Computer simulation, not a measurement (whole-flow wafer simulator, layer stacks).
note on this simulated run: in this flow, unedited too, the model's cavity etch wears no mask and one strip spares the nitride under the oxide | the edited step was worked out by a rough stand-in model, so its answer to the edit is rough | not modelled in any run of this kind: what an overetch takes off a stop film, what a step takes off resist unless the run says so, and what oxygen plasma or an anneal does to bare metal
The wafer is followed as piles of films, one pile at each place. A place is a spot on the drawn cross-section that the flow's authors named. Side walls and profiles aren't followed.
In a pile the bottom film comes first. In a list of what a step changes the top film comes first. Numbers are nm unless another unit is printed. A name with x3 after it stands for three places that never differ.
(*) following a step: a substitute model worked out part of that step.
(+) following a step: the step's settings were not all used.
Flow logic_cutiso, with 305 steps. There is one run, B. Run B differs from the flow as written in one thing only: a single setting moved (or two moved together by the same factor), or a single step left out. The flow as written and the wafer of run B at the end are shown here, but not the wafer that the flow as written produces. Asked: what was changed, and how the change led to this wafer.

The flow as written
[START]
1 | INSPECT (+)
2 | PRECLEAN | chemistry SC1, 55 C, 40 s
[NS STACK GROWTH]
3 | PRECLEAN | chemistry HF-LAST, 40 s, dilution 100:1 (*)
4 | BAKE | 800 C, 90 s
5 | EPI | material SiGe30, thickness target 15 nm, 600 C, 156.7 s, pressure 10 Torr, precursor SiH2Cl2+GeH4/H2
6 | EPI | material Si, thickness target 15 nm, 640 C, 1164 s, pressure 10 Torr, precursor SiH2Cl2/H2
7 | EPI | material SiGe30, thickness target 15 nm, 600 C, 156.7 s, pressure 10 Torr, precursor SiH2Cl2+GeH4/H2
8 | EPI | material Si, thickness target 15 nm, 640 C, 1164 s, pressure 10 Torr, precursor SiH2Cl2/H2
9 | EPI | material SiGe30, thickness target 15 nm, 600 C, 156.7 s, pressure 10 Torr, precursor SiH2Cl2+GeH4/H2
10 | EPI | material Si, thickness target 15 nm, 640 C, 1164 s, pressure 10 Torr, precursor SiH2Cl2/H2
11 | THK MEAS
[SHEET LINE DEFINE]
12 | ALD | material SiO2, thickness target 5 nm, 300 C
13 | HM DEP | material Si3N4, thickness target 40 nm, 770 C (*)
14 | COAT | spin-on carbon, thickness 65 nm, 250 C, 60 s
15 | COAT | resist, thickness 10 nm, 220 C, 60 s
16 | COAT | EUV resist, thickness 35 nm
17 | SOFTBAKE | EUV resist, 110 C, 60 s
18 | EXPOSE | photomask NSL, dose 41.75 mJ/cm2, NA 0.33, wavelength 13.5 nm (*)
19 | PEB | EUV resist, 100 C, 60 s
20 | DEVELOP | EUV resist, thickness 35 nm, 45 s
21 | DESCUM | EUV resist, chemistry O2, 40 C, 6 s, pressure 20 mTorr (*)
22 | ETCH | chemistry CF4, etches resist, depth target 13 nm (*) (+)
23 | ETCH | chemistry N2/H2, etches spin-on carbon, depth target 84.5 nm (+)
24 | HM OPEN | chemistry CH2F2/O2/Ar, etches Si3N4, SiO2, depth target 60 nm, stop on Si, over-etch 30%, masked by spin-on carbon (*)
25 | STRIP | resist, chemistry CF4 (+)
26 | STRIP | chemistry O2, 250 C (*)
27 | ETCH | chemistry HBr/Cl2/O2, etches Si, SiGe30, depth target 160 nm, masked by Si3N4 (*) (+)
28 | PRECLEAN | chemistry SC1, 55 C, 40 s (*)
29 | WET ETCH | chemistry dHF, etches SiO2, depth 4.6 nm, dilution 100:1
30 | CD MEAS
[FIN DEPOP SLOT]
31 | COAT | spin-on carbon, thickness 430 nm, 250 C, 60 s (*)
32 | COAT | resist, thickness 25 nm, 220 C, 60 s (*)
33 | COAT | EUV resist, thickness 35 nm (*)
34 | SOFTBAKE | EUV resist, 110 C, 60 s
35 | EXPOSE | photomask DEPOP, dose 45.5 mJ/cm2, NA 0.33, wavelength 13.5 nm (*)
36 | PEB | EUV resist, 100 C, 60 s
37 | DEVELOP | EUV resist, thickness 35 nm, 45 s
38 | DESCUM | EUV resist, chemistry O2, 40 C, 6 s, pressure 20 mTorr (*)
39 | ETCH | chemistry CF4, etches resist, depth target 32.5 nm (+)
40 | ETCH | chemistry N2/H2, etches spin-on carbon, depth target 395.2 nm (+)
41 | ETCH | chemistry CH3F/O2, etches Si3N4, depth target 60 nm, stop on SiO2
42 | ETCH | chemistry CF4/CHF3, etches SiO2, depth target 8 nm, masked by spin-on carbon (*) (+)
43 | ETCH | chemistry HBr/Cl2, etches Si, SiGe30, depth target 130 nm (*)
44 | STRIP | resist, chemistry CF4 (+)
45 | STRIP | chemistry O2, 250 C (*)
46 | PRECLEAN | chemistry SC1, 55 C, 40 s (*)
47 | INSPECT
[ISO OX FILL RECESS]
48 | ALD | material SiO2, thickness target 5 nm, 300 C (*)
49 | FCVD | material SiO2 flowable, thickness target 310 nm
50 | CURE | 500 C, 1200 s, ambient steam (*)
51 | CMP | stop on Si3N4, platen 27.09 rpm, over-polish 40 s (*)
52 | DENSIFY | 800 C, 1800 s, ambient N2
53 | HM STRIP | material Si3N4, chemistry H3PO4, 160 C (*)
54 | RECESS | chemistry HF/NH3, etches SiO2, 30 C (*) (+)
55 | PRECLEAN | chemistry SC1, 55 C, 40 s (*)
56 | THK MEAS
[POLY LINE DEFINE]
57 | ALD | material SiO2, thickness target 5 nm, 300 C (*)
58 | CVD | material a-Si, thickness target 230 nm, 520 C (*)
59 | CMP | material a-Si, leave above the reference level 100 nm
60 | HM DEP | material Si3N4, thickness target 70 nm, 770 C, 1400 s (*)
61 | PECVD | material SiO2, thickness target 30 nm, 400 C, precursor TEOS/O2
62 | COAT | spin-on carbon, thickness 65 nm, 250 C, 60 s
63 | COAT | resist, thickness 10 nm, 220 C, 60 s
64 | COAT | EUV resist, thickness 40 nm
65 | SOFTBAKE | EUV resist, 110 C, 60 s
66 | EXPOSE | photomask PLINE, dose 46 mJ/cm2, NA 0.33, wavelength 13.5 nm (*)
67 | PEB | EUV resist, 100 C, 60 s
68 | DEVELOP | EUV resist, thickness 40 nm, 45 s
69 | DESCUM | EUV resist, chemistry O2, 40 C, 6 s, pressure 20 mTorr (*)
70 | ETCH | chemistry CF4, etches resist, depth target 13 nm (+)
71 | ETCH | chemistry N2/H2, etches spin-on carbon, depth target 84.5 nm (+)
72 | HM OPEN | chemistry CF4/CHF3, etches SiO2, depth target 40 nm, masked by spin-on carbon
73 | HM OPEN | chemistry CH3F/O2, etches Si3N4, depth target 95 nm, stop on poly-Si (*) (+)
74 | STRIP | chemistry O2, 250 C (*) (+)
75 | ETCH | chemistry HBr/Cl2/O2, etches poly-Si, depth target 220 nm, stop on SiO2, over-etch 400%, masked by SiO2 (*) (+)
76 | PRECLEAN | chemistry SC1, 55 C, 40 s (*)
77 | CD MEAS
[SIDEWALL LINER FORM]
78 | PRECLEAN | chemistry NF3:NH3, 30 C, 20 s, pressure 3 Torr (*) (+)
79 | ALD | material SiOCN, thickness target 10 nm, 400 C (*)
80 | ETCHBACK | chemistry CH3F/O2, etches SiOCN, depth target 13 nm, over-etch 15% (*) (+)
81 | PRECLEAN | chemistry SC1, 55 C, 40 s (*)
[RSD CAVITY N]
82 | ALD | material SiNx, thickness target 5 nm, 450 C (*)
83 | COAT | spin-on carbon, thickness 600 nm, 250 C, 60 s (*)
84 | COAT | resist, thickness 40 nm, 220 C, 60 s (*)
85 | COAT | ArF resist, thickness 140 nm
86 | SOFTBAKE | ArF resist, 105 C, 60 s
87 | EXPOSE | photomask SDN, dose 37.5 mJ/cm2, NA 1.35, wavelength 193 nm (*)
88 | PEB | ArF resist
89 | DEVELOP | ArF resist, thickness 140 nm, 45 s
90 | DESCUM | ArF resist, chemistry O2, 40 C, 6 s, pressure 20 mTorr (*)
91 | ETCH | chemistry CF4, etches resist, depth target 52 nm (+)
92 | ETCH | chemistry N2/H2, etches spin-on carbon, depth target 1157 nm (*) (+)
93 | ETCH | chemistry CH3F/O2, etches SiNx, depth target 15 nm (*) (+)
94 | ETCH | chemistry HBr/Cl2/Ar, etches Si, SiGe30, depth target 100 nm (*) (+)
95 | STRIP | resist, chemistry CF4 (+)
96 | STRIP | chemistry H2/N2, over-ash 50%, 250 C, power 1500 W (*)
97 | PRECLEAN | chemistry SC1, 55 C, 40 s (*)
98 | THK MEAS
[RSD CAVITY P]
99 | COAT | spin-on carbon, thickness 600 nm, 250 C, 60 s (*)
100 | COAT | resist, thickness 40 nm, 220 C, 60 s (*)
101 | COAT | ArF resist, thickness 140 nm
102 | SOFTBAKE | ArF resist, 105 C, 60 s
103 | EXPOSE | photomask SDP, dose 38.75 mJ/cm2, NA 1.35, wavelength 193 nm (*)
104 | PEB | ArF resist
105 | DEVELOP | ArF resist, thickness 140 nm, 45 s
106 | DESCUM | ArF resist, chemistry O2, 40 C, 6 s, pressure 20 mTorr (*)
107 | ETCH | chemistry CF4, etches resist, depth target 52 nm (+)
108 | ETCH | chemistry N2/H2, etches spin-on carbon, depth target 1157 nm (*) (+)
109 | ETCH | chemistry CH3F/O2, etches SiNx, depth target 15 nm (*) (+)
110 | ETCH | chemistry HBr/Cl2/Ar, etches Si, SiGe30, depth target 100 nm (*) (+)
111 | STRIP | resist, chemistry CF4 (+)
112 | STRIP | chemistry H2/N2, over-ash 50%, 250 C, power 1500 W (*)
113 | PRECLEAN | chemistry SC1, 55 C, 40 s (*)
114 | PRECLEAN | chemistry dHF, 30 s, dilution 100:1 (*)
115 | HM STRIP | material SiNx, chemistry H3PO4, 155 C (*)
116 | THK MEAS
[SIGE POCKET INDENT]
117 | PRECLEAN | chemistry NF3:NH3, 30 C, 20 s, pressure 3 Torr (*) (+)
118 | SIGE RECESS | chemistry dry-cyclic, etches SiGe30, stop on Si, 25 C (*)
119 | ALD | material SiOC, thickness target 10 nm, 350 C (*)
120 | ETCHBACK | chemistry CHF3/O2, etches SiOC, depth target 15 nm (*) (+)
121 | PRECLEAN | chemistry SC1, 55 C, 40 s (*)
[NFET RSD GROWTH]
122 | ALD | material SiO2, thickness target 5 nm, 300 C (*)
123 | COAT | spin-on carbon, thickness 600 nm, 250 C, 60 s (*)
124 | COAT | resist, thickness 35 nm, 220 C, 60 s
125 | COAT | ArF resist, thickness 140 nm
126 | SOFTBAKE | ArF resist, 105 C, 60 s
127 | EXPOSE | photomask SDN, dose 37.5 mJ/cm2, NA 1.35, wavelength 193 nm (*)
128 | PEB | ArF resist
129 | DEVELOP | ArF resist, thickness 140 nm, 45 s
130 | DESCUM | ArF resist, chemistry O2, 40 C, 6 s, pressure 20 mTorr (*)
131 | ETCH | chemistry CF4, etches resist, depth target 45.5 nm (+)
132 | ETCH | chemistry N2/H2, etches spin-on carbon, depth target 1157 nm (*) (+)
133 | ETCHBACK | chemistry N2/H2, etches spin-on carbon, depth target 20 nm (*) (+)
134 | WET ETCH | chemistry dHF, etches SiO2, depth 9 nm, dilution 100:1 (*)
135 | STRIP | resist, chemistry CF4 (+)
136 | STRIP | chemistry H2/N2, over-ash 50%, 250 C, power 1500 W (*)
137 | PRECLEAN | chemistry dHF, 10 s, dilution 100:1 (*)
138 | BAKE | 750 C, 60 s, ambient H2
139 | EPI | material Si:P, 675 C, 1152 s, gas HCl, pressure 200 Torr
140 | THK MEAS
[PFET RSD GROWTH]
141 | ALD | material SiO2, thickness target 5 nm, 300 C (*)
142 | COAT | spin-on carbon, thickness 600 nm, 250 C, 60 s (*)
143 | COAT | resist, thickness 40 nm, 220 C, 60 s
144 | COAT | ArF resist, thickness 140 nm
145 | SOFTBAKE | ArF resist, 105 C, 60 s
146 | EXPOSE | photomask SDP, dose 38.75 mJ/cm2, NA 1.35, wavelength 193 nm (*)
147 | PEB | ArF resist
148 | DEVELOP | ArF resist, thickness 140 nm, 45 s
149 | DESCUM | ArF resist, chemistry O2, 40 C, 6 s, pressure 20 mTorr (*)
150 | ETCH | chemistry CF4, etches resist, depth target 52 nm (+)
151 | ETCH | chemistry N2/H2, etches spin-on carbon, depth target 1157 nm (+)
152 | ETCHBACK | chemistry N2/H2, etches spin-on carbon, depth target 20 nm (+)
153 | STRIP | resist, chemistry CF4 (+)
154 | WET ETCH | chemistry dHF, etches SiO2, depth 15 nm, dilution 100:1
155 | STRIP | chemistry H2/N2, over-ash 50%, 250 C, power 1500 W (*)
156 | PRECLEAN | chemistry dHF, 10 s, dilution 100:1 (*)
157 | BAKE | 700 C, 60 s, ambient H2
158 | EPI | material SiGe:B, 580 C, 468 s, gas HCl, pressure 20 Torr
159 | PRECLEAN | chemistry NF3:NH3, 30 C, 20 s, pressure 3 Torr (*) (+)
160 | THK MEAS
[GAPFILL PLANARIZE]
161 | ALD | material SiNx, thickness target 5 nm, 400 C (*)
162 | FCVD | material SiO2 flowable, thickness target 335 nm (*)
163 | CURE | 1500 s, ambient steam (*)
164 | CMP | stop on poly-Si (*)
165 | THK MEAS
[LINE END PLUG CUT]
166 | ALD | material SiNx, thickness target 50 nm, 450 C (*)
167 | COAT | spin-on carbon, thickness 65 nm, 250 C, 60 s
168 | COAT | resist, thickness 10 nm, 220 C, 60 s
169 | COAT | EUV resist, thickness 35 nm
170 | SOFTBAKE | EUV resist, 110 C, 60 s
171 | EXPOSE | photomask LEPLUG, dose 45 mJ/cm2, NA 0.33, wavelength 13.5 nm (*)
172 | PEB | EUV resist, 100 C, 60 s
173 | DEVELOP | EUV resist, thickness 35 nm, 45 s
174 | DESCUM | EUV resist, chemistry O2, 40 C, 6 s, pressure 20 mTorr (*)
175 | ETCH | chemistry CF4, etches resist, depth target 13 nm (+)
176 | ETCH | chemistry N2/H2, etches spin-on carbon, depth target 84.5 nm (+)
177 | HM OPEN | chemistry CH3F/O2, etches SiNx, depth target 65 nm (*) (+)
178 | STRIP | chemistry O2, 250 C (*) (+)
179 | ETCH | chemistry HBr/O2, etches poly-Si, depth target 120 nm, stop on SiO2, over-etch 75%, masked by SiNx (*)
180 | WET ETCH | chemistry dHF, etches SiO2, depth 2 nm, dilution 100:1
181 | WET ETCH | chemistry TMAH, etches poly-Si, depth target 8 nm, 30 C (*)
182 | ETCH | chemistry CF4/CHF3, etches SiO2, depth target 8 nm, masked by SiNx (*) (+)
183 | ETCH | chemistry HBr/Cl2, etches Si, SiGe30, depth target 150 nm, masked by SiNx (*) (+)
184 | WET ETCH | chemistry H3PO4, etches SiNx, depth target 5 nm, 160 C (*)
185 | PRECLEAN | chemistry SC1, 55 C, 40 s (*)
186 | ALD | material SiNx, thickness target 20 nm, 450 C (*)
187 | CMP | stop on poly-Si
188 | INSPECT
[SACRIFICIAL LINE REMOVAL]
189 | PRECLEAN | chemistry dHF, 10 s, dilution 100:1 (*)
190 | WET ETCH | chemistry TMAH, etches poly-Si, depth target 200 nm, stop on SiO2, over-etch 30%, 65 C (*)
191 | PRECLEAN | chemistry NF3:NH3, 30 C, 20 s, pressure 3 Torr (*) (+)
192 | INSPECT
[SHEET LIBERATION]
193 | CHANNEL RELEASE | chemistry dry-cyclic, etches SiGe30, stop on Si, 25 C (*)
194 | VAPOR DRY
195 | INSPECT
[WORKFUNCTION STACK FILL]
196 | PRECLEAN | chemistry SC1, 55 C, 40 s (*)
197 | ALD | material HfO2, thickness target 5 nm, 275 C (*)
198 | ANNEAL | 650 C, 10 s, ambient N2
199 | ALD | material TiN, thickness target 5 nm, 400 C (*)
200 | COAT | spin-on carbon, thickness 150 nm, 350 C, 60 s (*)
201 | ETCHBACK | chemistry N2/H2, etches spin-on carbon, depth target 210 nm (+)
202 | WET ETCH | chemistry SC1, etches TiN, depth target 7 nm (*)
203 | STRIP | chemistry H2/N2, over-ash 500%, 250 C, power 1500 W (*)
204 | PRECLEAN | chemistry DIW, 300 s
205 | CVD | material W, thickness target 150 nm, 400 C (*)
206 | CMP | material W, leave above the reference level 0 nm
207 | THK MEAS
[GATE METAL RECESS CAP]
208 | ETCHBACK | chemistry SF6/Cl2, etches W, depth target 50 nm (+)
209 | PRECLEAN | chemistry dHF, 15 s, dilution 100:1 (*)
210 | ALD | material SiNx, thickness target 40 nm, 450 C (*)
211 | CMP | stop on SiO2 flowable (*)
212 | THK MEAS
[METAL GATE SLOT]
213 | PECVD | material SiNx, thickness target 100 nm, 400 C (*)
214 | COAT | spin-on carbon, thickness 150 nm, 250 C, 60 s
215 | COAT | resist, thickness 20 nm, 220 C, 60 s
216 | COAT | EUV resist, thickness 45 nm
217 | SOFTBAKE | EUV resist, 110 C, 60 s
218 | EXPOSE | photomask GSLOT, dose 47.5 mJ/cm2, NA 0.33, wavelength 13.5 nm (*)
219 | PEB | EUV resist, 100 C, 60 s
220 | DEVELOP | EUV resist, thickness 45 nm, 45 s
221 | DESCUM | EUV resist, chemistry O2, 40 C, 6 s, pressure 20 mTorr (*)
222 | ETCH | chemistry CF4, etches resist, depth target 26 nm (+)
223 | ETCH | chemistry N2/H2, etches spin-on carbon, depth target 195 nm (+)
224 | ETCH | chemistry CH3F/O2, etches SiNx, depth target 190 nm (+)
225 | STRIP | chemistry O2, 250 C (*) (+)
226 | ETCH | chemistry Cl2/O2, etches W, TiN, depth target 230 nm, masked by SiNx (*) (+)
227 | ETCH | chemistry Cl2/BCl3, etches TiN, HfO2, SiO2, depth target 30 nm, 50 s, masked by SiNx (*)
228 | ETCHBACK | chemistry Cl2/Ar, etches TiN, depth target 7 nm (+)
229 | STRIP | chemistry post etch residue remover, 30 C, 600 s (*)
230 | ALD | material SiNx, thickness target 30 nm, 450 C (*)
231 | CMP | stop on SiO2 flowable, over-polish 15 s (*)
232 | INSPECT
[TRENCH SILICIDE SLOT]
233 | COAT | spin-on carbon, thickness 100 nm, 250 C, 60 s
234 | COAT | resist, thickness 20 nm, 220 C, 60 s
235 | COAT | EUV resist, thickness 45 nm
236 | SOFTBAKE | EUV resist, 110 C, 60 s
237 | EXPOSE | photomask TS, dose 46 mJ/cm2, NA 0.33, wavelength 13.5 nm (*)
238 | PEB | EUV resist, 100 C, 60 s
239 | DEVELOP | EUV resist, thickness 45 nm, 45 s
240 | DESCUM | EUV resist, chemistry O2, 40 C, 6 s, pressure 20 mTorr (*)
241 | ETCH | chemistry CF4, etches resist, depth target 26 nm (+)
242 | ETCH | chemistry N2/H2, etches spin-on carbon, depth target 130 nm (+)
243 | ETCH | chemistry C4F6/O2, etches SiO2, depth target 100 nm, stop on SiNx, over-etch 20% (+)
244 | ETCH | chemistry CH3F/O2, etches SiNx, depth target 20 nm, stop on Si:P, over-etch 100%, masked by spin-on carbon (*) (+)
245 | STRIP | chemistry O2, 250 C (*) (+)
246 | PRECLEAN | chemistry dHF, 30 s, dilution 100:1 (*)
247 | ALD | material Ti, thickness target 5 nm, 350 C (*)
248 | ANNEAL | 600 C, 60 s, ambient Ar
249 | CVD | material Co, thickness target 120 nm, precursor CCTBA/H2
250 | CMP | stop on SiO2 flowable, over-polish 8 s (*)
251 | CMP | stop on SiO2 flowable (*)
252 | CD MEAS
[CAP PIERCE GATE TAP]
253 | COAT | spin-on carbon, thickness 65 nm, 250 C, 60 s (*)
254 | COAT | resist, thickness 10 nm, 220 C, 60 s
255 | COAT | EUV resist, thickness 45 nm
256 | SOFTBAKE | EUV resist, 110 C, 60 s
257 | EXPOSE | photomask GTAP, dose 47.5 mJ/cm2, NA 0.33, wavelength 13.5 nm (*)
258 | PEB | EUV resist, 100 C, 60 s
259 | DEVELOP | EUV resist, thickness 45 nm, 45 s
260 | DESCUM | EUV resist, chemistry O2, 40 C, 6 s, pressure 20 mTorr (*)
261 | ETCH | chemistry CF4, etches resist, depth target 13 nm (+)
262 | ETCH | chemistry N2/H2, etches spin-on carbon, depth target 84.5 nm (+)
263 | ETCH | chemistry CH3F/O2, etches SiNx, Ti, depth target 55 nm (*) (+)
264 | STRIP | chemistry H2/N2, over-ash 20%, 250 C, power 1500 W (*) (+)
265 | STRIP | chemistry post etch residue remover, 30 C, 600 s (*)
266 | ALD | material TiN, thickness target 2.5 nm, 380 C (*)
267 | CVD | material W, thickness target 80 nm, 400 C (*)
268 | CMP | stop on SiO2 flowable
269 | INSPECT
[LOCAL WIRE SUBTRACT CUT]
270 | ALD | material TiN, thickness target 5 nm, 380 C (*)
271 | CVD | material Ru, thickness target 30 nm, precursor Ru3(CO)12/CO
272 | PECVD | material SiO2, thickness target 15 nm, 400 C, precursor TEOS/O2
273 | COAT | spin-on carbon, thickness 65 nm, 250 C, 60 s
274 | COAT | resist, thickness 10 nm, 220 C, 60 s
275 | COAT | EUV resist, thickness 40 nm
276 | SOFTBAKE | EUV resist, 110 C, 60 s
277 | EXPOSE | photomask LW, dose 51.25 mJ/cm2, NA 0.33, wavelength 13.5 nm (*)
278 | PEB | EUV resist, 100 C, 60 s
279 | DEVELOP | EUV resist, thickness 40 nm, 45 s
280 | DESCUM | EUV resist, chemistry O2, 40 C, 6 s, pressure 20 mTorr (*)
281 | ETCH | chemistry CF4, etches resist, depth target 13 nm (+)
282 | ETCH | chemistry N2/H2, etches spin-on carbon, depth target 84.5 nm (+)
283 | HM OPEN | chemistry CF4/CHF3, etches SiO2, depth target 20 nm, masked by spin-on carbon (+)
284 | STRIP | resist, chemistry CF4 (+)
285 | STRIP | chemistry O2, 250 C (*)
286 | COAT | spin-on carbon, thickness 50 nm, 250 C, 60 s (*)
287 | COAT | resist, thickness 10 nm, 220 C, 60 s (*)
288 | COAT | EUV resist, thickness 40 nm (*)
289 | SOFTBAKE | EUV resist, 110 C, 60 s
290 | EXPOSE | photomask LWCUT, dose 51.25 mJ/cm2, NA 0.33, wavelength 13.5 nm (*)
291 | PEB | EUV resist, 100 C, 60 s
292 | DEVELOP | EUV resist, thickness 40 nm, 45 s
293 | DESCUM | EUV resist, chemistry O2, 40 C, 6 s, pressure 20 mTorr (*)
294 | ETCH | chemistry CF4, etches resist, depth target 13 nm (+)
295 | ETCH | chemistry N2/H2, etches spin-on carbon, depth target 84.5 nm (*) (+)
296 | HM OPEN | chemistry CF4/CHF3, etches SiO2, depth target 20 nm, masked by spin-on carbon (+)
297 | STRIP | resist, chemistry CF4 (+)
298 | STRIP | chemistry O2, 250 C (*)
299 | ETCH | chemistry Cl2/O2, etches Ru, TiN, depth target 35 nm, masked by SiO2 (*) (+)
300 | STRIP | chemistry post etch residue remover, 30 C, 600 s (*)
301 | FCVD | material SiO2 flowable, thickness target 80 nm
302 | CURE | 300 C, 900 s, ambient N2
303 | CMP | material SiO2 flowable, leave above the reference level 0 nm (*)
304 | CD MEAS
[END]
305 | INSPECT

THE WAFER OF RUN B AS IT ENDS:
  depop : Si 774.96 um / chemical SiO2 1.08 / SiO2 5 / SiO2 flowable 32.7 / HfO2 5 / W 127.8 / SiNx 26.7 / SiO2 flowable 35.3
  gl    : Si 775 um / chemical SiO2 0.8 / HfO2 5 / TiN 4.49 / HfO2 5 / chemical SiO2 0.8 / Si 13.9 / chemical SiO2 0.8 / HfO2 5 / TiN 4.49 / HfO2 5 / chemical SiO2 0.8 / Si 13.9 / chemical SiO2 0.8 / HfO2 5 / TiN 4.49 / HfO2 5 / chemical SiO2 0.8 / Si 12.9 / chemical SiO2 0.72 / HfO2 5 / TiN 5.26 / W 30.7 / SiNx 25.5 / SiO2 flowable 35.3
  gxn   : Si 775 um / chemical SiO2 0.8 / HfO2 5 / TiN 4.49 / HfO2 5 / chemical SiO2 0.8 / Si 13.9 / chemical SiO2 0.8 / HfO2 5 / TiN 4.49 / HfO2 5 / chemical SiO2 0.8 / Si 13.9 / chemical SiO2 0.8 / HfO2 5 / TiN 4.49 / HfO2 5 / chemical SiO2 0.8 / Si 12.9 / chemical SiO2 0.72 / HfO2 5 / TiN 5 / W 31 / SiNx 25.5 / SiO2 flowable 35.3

The reason: step 162, FCVD: thickness target 536 nm was run, while the flow as written has thickness target 335 nm.

Step by step, how the change led to this:
  162 | FCVD | material SiO2 flowable, thickness target 335 nm (*)
      depop, dpovl, isow, ns, nsgap: SiO2 flowable gains 536 (new film) (as written it would have been: SiO2 flowable gains 335 (new film))
      rsdn, rsdp, rsdw, rsdx: SiO2 flowable gains 624.9 (new film) (as written it would have been: SiO2 flowable gains 423.9 (new film))
      (and at 13 other places as well)
  163 | CURE | 1500 s, ambient steam (*)
      depop, dpovl, isow, ns, nsgap: SiO2 flowable loses 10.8 (as written it would have been: SiO2 flowable loses 8.24)
      gfld, iso, lnri: SiO2 flowable loses 10.3 (as written it would have been: SiO2 flowable loses 7.46)
      (and at 14 other places as well)
  164 | CMP | stop on poly-Si (*)
      depop, dpovl, isow, ns, nsgap: SiO2 flowable loses 525.2 (all of it), SiNx loses 5 (all of it), SiO2 loses 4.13 (all of it), Si3N4 loses 70 (all of it) (as written it would have been: SiO2 flowable loses 326.8 (all of it), SiNx loses 5 (all of it), SiO2 loses 4.13 (all of it), Si3N4 loses 70 (all of it))
      iso, rsdn, rsdp, rsdx: SiO2 flowable loses 529.1 (as written it would have been: SiO2 flowable loses 331)
      (and at 13 other places as well)
  189 | PRECLEAN | chemistry dHF, 10 s, dilution 100:1 (*)
      iso: SiO2 flowable loses 4 (as written it would have been: SiO2 flowable loses 3.47)
  209 | PRECLEAN | chemistry dHF, 15 s, dilution 100:1 (*)
      rsdn, rsdx: SiO2 flowable loses 5.2 (as written it would have been: SiO2 flowable loses 4.49)
      rsdp, rsdw: SiO2 flowable loses 5.22 (as written it would have been: SiO2 flowable loses 4.5)
      (and at 1 other place as well)
  211 | CMP | stop on SiO2 flowable (*)
      depop, dpovl, isow, ns, nsgap: SiNx loses 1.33 (as written it would have been: SiNx loses 0.61)
      lnr, lnri, lnrp, lnrt: SiNx loses 40 (all of it), SiOCN loses 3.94 (as written it would have been: SiNx loses 40 (all of it), SiOCN loses 3.22)
  243 | ETCH | chemistry C4F6/O2, etches SiO2, depth target 100 nm, stop on SiNx, over-etch 20% (+)
      rsdn, rsdp, rsdw: SiO2 flowable loses 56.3 (all of it) (as written it would have been: SiO2 flowable loses 57.5 (all of it))
  246 | PRECLEAN | chemistry dHF, 30 s, dilution 100:1 (*)
      iso: SiO2 flowable loses 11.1 (as written it would have been: SiO2 flowable loses 9.13)
      rsdx: SiO2 flowable loses 10.1 (as written it would have been: SiO2 flowable loses 8.73)
  250 | CMP | stop on SiO2 flowable, over-polish 8 s (*)
      rsdx: Co loses 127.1 (as written it would have been: Co loses 127.9 (all of it))
  251 | CMP | stop on SiO2 flowable (*)
      rsdx: Co loses 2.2 (all of it), Ti loses 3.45 (as written it would have been: Ti loses 5 (all of it))
      iso: Co loses 3.19 (all of it), Ti loses 2.47 (as written it would have been: Co loses 1.22 (all of it), Ti loses 4.34)
  263 | ETCH | chemistry CH3F/O2, etches SiNx, Ti, depth target 55 nm (*) (+)
      depop, dpovl, gl, isow, ns, nsgap: resist loses 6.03 (all of it), spin-on carbon loses 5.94 (as written it would have been: resist loses 6.03 (all of it), spin-on carbon loses 6.46)
      glp, lnrt, plug, rsdn, rsdp, rsdw: resist loses 6.02 (all of it), spin-on carbon loses 5.96 (as written it would have been: resist loses 6.02 (all of it), spin-on carbon loses 6.48)
      (and at 10 other places as well)
  265 | STRIP | chemistry post etch residue remover, 30 C, 600 s (*)
      iso: Ti loses 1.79 (as written it would have been: Ti loses 0.66 (all of it))
      rsdx: Ti loses 1.55 (all of it) (as written it would have been: nothing)
  268 | CMP | stop on SiO2 flowable
      iso: W loses 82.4 (all of it), TiN loses 2.5 (all of it), Ti loses 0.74 (all of it) (as written it would have been: W loses 81.2 (all of it), TiN loses 2.5 (all of it))
      depop, dpovl, gfld and 9 more: W loses 80.2 (all of it), TiN loses 2.5 (all of it), SiNx loses 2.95 (as written it would have been: W loses 80.2 (all of it), TiN loses 2.5 (all of it), SiNx loses 0.98)
      (and at 9 other places as well)
